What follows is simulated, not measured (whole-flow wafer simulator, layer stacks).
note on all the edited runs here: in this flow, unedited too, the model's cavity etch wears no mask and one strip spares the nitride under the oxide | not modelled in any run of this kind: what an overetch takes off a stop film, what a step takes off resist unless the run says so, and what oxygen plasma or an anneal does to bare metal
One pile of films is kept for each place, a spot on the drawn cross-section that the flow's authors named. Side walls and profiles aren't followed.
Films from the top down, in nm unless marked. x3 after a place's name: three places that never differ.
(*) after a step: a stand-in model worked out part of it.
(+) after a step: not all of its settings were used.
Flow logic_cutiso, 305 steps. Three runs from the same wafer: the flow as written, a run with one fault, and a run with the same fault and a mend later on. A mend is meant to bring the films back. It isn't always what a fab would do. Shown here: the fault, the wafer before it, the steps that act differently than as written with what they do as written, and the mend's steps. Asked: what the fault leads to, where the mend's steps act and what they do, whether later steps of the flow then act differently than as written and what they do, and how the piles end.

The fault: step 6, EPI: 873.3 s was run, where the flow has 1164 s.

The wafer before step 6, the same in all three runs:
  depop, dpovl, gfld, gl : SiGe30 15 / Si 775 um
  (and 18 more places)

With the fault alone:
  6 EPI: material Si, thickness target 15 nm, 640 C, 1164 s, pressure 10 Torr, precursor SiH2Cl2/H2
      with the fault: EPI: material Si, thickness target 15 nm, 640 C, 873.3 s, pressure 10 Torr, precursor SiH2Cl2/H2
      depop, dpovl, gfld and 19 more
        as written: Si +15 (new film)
        with the fault: Si +11.3 (new film)
  Later steps of the flow that act differently than as written (3 more steps differ only slightly, by at most 2% or 0.5 nm, whichever is larger, and aren't shown):
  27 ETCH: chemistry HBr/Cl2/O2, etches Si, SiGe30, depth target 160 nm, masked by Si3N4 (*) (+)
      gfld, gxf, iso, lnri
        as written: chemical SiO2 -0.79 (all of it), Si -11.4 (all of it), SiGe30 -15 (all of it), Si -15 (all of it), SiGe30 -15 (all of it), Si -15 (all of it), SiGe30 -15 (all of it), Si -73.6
        with the fault: chemical SiO2 -0.79 (all of it), Si -11.4 (all of it), SiGe30 -15 (all of it), Si -15 (all of it), SiGe30 -15 (all of it), Si -11.3 (all of it), SiGe30 -15 (all of it), Si -77.4
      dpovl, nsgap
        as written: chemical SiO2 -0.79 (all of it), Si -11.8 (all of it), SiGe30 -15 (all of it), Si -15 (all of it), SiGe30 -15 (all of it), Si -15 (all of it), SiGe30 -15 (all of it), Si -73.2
        with the fault: chemical SiO2 -0.79 (all of it), Si -11.8 (all of it), SiGe30 -15 (all of it), Si -15 (all of it), SiGe30 -15 (all of it), Si -11.3 (all of it), SiGe30 -15 (all of it), Si -77
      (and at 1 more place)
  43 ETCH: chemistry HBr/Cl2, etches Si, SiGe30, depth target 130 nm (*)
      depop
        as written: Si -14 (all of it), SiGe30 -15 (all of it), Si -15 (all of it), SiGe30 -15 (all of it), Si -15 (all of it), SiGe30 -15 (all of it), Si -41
        with the fault: Si -14 (all of it), SiGe30 -15 (all of it), Si -15 (all of it), SiGe30 -15 (all of it), Si -11.3 (all of it), SiGe30 -15 (all of it), Si -44.7
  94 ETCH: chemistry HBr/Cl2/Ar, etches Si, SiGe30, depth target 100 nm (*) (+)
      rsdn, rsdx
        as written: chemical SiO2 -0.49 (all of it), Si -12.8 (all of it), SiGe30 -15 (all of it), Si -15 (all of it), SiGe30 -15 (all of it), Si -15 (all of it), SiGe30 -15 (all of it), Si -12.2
        with the fault: chemical SiO2 -0.49 (all of it), Si -12.8 (all of it), SiGe30 -15 (all of it), Si -15 (all of it), SiGe30 -15 (all of it), Si -11.3 (all of it), SiGe30 -15 (all of it), Si -15.9
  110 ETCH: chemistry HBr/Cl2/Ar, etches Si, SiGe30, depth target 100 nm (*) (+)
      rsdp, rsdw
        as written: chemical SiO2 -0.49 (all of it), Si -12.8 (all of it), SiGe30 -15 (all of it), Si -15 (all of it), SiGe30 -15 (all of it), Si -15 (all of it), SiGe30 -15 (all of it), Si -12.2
        with the fault: chemical SiO2 -0.49 (all of it), Si -12.8 (all of it), SiGe30 -15 (all of it), Si -15 (all of it), SiGe30 -15 (all of it), Si -11.3 (all of it), SiGe30 -15 (all of it), Si -15.9
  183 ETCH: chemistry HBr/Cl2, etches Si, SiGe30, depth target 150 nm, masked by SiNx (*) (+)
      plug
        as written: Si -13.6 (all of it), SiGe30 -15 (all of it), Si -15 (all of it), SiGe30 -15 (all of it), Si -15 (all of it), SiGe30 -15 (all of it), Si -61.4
        with the fault: Si -13.6 (all of it), SiGe30 -15 (all of it), Si -15 (all of it), SiGe30 -15 (all of it), Si -11.3 (all of it), SiGe30 -15 (all of it), Si -65.2
  At the end the piles differ from the flow's by more than 2% or 0.5 nm, whichever is larger, at gl, glp, gxn and 6 more.
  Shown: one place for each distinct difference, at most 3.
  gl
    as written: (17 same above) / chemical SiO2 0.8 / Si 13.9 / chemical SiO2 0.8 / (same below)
    with the fault: (17 same above) / chemical SiO2 0.8 / Si 10.2 / chemical SiO2 0.8 / (same below)
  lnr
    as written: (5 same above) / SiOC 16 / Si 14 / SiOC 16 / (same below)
    with the fault: (5 same above) / SiOC 16 / Si 10.2 / SiOC 16 / (same below)
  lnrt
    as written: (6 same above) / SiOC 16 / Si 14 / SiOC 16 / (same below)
    with the fault: (6 same above) / SiOC 16 / Si 10.2 / SiOC 16 / (same below)

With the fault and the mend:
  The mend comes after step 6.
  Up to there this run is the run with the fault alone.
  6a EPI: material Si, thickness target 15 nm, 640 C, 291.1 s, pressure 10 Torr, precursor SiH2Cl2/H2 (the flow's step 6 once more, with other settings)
      depop, dpovl, gfld and 19 more
        Si +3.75
  No later step of the flow acts differently than as written at any place that is followed.
  At the end the piles are the same as the flow's at every place that both follow.
